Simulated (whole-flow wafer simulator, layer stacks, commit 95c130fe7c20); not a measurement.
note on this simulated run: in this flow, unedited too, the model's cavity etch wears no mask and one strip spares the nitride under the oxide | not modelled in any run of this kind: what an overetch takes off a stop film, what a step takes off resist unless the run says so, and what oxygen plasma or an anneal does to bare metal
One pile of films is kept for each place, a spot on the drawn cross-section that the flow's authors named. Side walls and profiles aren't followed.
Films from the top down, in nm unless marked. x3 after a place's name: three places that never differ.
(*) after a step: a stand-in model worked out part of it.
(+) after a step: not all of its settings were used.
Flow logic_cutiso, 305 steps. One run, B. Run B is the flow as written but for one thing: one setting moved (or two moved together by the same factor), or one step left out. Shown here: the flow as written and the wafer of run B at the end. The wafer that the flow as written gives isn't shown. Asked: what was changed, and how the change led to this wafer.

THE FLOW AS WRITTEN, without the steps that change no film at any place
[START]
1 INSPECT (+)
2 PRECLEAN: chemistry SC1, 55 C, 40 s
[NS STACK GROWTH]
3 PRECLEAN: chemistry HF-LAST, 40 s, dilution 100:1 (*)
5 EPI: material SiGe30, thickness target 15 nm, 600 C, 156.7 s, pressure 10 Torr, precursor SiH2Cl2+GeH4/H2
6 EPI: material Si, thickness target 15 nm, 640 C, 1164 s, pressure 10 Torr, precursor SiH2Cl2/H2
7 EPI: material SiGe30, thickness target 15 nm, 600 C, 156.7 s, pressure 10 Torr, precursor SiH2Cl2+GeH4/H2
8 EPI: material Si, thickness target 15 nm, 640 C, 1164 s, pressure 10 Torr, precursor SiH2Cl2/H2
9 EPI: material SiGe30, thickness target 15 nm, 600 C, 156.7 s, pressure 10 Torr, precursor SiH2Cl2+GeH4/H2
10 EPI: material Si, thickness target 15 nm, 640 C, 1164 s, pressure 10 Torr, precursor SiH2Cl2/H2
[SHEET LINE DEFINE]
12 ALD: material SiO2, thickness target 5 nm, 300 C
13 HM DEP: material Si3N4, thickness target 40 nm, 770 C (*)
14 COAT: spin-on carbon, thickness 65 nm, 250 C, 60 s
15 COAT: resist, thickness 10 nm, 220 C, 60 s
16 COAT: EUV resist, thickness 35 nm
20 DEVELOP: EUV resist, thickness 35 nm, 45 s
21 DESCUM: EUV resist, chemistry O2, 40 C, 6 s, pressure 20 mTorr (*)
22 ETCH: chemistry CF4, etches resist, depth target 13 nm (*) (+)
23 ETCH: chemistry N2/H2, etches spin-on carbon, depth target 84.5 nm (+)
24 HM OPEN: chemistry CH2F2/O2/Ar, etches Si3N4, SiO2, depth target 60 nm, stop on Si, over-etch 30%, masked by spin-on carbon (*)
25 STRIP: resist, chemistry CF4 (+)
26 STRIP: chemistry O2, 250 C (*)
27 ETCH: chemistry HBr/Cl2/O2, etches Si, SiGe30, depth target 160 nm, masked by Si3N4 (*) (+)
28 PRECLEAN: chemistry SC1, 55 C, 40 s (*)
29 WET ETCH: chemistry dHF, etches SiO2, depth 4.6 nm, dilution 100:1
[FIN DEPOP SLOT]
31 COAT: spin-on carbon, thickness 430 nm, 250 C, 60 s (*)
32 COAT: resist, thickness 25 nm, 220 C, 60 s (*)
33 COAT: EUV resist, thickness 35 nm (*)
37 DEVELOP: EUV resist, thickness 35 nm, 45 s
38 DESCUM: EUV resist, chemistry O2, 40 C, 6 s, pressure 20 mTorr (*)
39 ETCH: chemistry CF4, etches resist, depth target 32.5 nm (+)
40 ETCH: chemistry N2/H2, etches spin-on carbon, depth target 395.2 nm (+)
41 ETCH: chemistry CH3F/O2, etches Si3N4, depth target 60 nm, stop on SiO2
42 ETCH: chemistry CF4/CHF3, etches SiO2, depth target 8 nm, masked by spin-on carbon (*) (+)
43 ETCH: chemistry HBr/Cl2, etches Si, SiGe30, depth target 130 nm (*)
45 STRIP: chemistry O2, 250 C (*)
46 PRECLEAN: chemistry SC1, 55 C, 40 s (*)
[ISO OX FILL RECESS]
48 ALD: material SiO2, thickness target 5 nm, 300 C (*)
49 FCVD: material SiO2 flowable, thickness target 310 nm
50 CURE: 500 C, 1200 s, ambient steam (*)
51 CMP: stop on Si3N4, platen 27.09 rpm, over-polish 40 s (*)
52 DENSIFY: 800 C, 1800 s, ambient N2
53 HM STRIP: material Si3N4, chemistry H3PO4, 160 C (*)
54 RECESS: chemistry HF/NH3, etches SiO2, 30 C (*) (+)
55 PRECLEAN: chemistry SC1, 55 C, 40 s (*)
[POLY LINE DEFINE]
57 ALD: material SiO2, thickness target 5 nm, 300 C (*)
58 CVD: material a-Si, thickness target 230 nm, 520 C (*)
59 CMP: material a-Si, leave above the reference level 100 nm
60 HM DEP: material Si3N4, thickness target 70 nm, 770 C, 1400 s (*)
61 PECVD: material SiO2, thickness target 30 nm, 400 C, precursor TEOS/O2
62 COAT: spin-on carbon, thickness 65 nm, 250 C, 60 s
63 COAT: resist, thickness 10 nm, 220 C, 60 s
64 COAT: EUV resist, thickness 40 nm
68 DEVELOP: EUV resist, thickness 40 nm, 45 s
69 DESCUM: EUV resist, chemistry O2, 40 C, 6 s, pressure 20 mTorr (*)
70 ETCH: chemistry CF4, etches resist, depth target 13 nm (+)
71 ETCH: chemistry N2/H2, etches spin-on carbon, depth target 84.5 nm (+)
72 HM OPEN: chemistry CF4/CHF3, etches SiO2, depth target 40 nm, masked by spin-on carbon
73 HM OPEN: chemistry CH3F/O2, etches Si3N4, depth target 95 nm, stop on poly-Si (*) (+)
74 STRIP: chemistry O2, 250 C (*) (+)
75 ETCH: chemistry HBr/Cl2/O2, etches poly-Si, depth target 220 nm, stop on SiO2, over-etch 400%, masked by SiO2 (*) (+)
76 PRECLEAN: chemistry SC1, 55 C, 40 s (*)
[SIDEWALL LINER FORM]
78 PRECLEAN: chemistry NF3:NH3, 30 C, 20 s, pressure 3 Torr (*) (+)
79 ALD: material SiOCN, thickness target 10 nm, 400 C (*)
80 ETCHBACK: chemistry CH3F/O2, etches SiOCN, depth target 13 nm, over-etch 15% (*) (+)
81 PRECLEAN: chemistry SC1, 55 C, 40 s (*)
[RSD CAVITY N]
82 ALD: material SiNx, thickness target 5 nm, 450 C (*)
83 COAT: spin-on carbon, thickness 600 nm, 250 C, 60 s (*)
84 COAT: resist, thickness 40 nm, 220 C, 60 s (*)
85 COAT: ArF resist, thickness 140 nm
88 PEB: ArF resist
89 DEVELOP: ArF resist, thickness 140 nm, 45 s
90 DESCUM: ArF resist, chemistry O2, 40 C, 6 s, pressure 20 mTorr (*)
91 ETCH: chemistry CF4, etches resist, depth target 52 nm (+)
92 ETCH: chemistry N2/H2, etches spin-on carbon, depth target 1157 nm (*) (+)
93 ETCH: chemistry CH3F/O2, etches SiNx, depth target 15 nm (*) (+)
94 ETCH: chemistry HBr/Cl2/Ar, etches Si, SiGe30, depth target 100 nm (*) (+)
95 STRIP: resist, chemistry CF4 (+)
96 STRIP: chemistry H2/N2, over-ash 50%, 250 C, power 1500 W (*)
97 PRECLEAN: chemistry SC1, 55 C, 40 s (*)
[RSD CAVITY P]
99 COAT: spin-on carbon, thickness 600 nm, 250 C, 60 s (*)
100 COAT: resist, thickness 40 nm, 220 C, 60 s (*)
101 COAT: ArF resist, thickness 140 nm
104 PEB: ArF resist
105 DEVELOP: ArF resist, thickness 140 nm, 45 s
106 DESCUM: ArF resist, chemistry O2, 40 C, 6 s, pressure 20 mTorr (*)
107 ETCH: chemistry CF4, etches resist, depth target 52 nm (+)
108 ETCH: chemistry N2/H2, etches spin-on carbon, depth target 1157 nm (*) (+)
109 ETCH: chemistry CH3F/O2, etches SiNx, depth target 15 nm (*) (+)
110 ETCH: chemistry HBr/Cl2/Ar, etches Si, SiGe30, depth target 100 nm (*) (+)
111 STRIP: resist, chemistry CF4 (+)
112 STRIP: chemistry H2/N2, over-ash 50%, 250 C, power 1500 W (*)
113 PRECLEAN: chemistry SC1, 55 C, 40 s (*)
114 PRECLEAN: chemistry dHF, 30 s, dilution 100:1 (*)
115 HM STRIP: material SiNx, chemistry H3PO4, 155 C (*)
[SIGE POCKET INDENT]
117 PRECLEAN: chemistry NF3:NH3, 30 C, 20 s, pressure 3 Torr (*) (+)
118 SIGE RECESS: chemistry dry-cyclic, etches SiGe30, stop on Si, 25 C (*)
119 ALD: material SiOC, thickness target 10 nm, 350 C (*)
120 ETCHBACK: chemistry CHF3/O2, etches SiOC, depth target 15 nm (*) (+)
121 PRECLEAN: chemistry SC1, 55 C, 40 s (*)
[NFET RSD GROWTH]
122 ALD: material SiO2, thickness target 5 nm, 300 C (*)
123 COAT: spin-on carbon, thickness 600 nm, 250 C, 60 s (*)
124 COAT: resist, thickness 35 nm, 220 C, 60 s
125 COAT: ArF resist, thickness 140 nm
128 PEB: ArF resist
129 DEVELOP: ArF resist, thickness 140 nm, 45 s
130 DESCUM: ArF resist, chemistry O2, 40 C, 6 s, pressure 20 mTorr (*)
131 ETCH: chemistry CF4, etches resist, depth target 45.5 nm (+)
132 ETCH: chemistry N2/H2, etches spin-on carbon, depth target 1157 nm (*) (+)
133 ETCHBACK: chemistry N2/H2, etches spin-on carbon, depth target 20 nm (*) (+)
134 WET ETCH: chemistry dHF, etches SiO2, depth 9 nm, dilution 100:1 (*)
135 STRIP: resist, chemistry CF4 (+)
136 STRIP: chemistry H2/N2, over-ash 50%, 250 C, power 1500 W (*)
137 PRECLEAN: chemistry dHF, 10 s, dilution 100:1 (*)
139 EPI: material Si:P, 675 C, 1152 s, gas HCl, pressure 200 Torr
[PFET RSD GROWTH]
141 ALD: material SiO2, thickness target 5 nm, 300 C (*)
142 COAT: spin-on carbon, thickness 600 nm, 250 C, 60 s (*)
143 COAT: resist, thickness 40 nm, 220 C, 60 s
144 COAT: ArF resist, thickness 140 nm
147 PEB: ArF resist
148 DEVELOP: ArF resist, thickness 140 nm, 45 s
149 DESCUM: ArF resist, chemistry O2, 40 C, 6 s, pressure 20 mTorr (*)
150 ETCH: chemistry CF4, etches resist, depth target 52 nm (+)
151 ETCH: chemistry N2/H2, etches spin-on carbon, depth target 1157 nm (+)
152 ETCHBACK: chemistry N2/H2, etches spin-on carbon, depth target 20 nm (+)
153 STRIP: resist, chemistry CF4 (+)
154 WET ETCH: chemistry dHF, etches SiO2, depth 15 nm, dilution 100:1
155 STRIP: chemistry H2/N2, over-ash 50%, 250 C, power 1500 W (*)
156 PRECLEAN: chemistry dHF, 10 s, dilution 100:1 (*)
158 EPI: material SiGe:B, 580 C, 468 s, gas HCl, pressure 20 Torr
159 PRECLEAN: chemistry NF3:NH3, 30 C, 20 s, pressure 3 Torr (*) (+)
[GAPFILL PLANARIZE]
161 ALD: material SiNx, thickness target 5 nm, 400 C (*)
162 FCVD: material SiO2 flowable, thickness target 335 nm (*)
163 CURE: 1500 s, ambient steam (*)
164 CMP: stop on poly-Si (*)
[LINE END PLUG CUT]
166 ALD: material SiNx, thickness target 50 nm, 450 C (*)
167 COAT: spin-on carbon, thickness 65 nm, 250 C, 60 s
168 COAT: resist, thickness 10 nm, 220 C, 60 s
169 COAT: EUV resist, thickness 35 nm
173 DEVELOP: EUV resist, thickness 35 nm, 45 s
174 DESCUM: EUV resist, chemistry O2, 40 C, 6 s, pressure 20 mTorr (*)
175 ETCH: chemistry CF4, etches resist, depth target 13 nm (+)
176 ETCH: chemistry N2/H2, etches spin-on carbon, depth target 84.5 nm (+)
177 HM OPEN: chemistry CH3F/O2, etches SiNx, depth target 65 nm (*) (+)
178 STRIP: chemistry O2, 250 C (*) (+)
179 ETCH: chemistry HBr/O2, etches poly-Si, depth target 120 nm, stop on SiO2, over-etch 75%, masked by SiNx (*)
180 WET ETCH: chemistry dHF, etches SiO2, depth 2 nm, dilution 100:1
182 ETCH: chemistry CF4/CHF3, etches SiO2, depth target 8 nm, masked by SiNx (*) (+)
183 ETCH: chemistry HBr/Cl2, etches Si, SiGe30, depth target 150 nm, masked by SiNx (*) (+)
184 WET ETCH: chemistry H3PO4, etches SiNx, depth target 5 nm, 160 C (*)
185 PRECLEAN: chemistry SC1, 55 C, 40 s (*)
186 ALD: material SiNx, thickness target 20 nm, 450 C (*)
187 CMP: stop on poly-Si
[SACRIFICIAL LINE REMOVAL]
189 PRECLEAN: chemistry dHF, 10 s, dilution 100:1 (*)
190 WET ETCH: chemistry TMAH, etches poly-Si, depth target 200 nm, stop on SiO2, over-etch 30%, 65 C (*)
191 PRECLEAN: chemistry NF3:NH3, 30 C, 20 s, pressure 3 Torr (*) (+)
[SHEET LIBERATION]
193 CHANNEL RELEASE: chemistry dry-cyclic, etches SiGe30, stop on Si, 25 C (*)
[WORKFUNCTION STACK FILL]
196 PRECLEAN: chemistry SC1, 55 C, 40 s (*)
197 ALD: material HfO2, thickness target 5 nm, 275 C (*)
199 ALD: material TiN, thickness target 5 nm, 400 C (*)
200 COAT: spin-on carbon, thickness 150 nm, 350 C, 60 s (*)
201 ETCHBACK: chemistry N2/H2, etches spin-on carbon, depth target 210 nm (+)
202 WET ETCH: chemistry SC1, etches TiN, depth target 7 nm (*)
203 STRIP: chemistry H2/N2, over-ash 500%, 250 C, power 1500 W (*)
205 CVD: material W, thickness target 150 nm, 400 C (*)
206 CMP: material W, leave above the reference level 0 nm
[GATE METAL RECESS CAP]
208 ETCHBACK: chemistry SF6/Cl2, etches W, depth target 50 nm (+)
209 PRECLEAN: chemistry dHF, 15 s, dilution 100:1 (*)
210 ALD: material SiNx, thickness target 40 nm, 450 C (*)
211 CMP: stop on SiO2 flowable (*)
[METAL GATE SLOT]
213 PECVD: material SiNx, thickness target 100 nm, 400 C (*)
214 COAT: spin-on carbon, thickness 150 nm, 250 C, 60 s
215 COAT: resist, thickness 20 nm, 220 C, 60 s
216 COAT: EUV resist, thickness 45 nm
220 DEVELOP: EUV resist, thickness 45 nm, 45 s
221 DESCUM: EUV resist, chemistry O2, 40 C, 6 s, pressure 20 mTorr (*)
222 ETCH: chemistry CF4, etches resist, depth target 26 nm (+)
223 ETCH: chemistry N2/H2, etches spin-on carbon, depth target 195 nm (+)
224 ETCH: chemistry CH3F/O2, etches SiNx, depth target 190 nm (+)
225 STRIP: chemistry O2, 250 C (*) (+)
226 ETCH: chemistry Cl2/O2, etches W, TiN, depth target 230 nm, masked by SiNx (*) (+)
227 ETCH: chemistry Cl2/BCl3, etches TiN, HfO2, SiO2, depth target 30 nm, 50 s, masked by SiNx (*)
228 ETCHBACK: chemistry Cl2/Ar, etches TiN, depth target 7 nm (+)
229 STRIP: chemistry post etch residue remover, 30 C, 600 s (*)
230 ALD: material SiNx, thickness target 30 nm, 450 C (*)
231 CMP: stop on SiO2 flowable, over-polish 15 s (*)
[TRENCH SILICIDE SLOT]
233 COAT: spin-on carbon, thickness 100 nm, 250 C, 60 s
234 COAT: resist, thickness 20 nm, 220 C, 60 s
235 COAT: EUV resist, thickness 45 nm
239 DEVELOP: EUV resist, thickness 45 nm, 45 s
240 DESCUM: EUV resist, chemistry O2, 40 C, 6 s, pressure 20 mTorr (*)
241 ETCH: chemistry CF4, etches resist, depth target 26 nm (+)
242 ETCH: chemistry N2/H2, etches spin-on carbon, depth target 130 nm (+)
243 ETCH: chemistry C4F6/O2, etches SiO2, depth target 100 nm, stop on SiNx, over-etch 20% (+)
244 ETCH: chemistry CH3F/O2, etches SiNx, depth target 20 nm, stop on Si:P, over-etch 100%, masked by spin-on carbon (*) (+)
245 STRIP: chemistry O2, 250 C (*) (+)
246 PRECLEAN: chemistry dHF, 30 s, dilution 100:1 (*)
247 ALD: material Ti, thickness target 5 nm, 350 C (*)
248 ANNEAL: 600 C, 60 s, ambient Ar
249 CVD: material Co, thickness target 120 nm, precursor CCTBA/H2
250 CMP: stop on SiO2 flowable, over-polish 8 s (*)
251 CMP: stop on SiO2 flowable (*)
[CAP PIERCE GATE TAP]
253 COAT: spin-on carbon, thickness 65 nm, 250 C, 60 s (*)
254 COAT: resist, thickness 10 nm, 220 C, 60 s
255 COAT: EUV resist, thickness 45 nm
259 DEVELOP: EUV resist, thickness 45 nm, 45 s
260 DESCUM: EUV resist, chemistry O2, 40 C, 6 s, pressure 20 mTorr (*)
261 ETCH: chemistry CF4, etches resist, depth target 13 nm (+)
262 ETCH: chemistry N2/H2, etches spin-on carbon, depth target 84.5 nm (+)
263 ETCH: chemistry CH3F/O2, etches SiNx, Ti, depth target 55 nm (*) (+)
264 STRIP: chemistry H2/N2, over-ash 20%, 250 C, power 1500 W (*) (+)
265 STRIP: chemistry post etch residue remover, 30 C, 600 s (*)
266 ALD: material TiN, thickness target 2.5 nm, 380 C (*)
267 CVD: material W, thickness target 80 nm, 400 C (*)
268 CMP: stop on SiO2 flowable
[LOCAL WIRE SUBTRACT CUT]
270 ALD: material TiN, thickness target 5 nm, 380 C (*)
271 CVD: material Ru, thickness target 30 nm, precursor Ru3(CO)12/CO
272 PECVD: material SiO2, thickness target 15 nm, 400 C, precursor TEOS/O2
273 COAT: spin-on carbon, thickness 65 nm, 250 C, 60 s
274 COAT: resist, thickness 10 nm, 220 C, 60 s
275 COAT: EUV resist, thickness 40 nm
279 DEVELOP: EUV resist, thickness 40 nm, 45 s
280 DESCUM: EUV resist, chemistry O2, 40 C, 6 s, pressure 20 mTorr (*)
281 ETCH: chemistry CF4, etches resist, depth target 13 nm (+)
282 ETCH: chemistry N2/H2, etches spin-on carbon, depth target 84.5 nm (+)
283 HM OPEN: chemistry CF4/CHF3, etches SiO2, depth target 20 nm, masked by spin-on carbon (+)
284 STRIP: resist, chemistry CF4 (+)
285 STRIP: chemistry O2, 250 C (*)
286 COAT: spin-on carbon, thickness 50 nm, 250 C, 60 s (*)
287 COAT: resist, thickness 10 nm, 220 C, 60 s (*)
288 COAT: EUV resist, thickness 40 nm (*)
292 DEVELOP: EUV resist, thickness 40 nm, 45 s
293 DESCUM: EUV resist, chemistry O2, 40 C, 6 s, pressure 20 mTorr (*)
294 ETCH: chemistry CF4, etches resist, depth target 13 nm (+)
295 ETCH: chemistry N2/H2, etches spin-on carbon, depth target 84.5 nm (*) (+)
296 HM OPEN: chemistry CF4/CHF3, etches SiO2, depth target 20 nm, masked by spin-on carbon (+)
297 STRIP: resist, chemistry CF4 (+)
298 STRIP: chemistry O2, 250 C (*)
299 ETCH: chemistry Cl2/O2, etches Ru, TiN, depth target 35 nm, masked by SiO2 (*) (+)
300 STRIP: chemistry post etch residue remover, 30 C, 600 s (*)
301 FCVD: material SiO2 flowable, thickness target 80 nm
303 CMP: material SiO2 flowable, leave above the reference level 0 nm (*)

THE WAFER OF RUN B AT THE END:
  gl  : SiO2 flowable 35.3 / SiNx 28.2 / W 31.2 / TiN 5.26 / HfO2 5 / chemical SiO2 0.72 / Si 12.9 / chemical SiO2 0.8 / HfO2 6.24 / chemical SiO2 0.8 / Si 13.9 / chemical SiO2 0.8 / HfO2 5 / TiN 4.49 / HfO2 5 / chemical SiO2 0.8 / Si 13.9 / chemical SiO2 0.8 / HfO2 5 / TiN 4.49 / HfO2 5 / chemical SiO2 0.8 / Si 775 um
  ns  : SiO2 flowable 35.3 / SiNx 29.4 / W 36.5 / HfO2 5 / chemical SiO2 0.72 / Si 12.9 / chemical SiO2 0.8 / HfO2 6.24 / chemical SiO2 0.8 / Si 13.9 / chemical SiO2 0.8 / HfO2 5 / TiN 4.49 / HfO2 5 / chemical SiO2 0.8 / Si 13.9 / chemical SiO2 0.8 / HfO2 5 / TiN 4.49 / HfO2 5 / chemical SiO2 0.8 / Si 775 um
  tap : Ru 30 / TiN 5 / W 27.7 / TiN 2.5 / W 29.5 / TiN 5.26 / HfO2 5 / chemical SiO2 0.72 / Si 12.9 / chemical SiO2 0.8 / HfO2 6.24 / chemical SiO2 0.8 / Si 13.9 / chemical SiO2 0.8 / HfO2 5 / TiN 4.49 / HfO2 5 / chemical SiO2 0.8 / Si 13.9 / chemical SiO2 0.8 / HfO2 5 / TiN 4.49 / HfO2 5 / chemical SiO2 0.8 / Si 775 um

The cause: step 9, EPI: thickness target 6.8 nm was run, where the flow has thickness target 15 nm; step 9, EPI: 70.5 s was run, where the flow has 156.7 s.

How the change led to this, step by step:
  9 EPI: material SiGe30, thickness target 15 nm, 600 C, 156.7 s, pressure 10 Torr, precursor SiH2Cl2+GeH4/H2
      depop, dpovl, gfld and 19 more: SiGe30 +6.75 (new film) (as written it would be: SiGe30 +15 (new film))
  27 ETCH: chemistry HBr/Cl2/O2, etches Si, SiGe30, depth target 160 nm, masked by Si3N4 (*) (+)
      gfld, gxf, iso, lnri: chemical SiO2 -0.79 (all of it), Si -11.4 (all of it), SiGe30 -6.75 (all of it), Si -15 (all of it), SiGe30 -15 (all of it), Si -15 (all of it), SiGe30 -15 (all of it), Si -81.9 (as written it would be: chemical SiO2 -0.79 (all of it), Si -11.4 (all of it), SiGe30 -15 (all of it), Si -15 (all of it), SiGe30 -15 (all of it), Si -15 (all of it), SiGe30 -15 (all of it), Si -73.6)
      dpovl, nsgap: chemical SiO2 -0.79 (all of it), Si -11.8 (all of it), SiGe30 -6.75 (all of it), Si -15 (all of it), SiGe30 -15 (all of it), Si -15 (all of it), SiGe30 -15 (all of it), Si -81.5 (as written it would be: chemical SiO2 -0.79 (all of it), Si -11.8 (all of it), SiGe30 -15 (all of it), Si -15 (all of it), SiGe30 -15 (all of it), Si -15 (all of it), SiGe30 -15 (all of it), Si -73.2)
      (and at 1 more place)
  43 ETCH: chemistry HBr/Cl2, etches Si, SiGe30, depth target 130 nm (*)
      depop: Si -14 (all of it), SiGe30 -6.75 (all of it), Si -15 (all of it), SiGe30 -15 (all of it), Si -15 (all of it), SiGe30 -15 (all of it), Si -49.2 (as written it would be: Si -14 (all of it), SiGe30 -15 (all of it), Si -15 (all of it), SiGe30 -15 (all of it), Si -15 (all of it), SiGe30 -15 (all of it), Si -41)
  94 ETCH: chemistry HBr/Cl2/Ar, etches Si, SiGe30, depth target 100 nm (*) (+)
      rsdn, rsdx: chemical SiO2 -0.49 (all of it), Si -12.8 (all of it), SiGe30 -6.75 (all of it), Si -15 (all of it), SiGe30 -15 (all of it), Si -15 (all of it), SiGe30 -15 (all of it), Si -20.4 (as written it would be: chemical SiO2 -0.49 (all of it), Si -12.8 (all of it), SiGe30 -15 (all of it), Si -15 (all of it), SiGe30 -15 (all of it), Si -15 (all of it), SiGe30 -15 (all of it), Si -12.2)
  110 ETCH: chemistry HBr/Cl2/Ar, etches Si, SiGe30, depth target 100 nm (*) (+)
      rsdp, rsdw: chemical SiO2 -0.49 (all of it), Si -12.8 (all of it), SiGe30 -6.75 (all of it), Si -15 (all of it), SiGe30 -15 (all of it), Si -15 (all of it), SiGe30 -15 (all of it), Si -20.4 (as written it would be: chemical SiO2 -0.49 (all of it), Si -12.8 (all of it), SiGe30 -15 (all of it), Si -15 (all of it), SiGe30 -15 (all of it), Si -15 (all of it), SiGe30 -15 (all of it), Si -12.2)
  118 SIGE RECESS: chemistry dry-cyclic, etches SiGe30, stop on Si, 25 C (*)
      lnr, lnrp, lnrt: SiOCN -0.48, Si -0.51, cavity +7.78 (new film), SiGe30 -6.75 (all of it), Si -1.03, cavity +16 (new film), SiGe30 -15 (all of it), Si -1.03, cavity +16 (new film), SiGe30 -15 (all of it), Si -0.51 (as written it would be: SiOCN -0.48, Si -0.51, cavity +16 (new film), SiGe30 -15 (all of it), Si -1.03, cavity +16 (new film), SiGe30 -15 (all of it), Si -1.03, cavity +16 (new film), SiGe30 -15 (all of it), Si -0.51)
  119 ALD: material SiOC, thickness target 10 nm, 350 C (*)
      lnr, lnrp, lnrt: SiOC +10 (new film), SiOC +7.78 (new film), cavity -7.78 (all of it), SiOC +16 (new film), cavity -16 (all of it), SiOC +16 (new film), cavity -16 (all of it) (as written it would be: SiOC +10 (new film), SiOC +16 (new film), cavity -16 (all of it), SiOC +16 (new film), cavity -16 (all of it), SiOC +16 (new film), cavity -16 (all of it))
  183 ETCH: chemistry HBr/Cl2, etches Si, SiGe30, depth target 150 nm, masked by SiNx (*) (+)
      plug: Si -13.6 (all of it), SiGe30 -6.75 (all of it), Si -15 (all of it), SiGe30 -15 (all of it), Si -15 (all of it), SiGe30 -15 (all of it), Si -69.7 (as written it would be: Si -13.6 (all of it), SiGe30 -15 (all of it), Si -15 (all of it), SiGe30 -15 (all of it), Si -15 (all of it), SiGe30 -15 (all of it), Si -61.4)
  193 CHANNEL RELEASE: chemistry dry-cyclic, etches SiGe30, stop on Si, 25 C (*)
      gl, glp, gxn, gxp, ns, tap: chemical SiO2 +0.8 (new film), Si -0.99, chemical SiO2 +0.8 (new film), cavity +6.24 (new film), chemical SiO2 +0.8 (new film), SiGe30 -6.75 (all of it), Si -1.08, chemical SiO2 +0.8 (new film), cavity +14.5 (new film), chemical SiO2 +0.8 (new film), SiGe30 -15 (all of it), Si -1.08, chemical SiO2 +0.8 (new film), cavity +14.5 (new film), chemical SiO2 +0.8 (new film), SiGe30 -15 (all of it), Si -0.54 (as written it would be: chemical SiO2 +0.8 (new film), Si -0.99, chemical SiO2 +0.8 (new film), cavity +14.5 (new film), chemical SiO2 +0.8 (new film), SiGe30 -15 (all of it), Si -1.08, chemical SiO2 +0.8 (new film), cavity +14.5 (new film), chemical SiO2 +0.8 (new film), SiGe30 -15 (all of it), Si -1.08, chemical SiO2 +0.8 (new film), cavity +14.5 (new film), chemical SiO2 +0.8 (new film), SiGe30 -15 (all of it), Si -0.54)
  197 ALD: material HfO2, thickness target 5 nm, 275 C (*)
      gl, glp, gxn, gxp, ns, tap: HfO2 +5 (new film), HfO2 +6.24 (new film), cavity -6.24 (all of it), HfO2 +5 (new film), cavity -10, HfO2 +5 (new film), HfO2 +5 (new film), cavity -10, HfO2 +5 (new film) (as written it would be: HfO2 +5 (new film), HfO2 +5 (new film), cavity -10, HfO2 +5 (new film), HfO2 +5 (new film), cavity -10, HfO2 +5 (new film), HfO2 +5 (new film), cavity -10, HfO2 +5 (new film))
  199 ALD: material TiN, thickness target 5 nm, 400 C (*)
      gl, glp, tap: TiN +5.26 (new film), TiN +4.49 (new film), cavity -4.49 (all of it), TiN +4.49 (new film), cavity -4.49 (all of it) (as written it would be: TiN +5.26 (new film), TiN +4.49 (new film), cavity -4.49 (all of it), TiN +4.49 (new film), cavity -4.49 (all of it), TiN +4.49 (new film), cavity -4.49 (all of it))
      gxn, gxp, ns: TiN +5 (new film), TiN +4.49 (new film), cavity -4.49 (all of it), TiN +4.49 (new film), cavity -4.49 (all of it) (as written it would be: TiN +5 (new film), TiN +4.49 (new film), cavity -4.49 (all of it), TiN +4.49 (new film), cavity -4.49 (all of it), TiN +4.49 (new film), cavity -4.49 (all of it))
Counting metal films that touch as one body, gl has 3 bodies (between them, from the top down: HfO2 5 / chemical SiO2 0.72 / Si 12.9 / chemical SiO2 0.8 / HfO2 6.24 / chemical SiO2 0.8 / Si 13.9 / chemical SiO2 0.8 / HfO2 5; HfO2 5 / chemical SiO2 0.8 / Si 13.9 / chemical SiO2 0.8 / HfO2 5); the flow as written gives 4 bodies (between them, from the top down: HfO2 5 / chemical SiO2 0.72 / Si 12.9 / chemical SiO2 0.8 / HfO2 5; HfO2 5 / chemical SiO2 0.8 / Si 13.9 / chemical SiO2 0.8 / HfO2 5; HfO2 5 / chemical SiO2 0.8 / Si 13.9 / chemical SiO2 0.8 / HfO2 5).
Counting metal films that touch as one body, ns has 3 bodies (between them, from the top down: HfO2 5 / chemical SiO2 0.72 / Si 12.9 / chemical SiO2 0.8 / HfO2 6.24 / chemical SiO2 0.8 / Si 13.9 / chemical SiO2 0.8 / HfO2 5; HfO2 5 / chemical SiO2 0.8 / Si 13.9 / chemical SiO2 0.8 / HfO2 5); the flow as written gives 4 bodies (between them, from the top down: HfO2 5 / chemical SiO2 0.72 / Si 12.9 / chemical SiO2 0.8 / HfO2 5; HfO2 5 / chemical SiO2 0.8 / Si 13.9 / chemical SiO2 0.8 / HfO2 5; HfO2 5 / chemical SiO2 0.8 / Si 13.9 / chemical SiO2 0.8 / HfO2 5).
Counting metal films that touch as one body, tap has 3 bodies (between them, from the top down: HfO2 5 / chemical SiO2 0.72 / Si 12.9 / chemical SiO2 0.8 / HfO2 6.24 / chemical SiO2 0.8 / Si 13.9 / chemical SiO2 0.8 / HfO2 5; HfO2 5 / chemical SiO2 0.8 / Si 13.9 / chemical SiO2 0.8 / HfO2 5); the flow as written gives 4 bodies (between them, from the top down: HfO2 5 / chemical SiO2 0.72 / Si 12.9 / chemical SiO2 0.8 / HfO2 5; HfO2 5 / chemical SiO2 0.8 / Si 13.9 / chemical SiO2 0.8 / HfO2 5; HfO2 5 / chemical SiO2 0.8 / Si 13.9 / chemical SiO2 0.8 / HfO2 5).
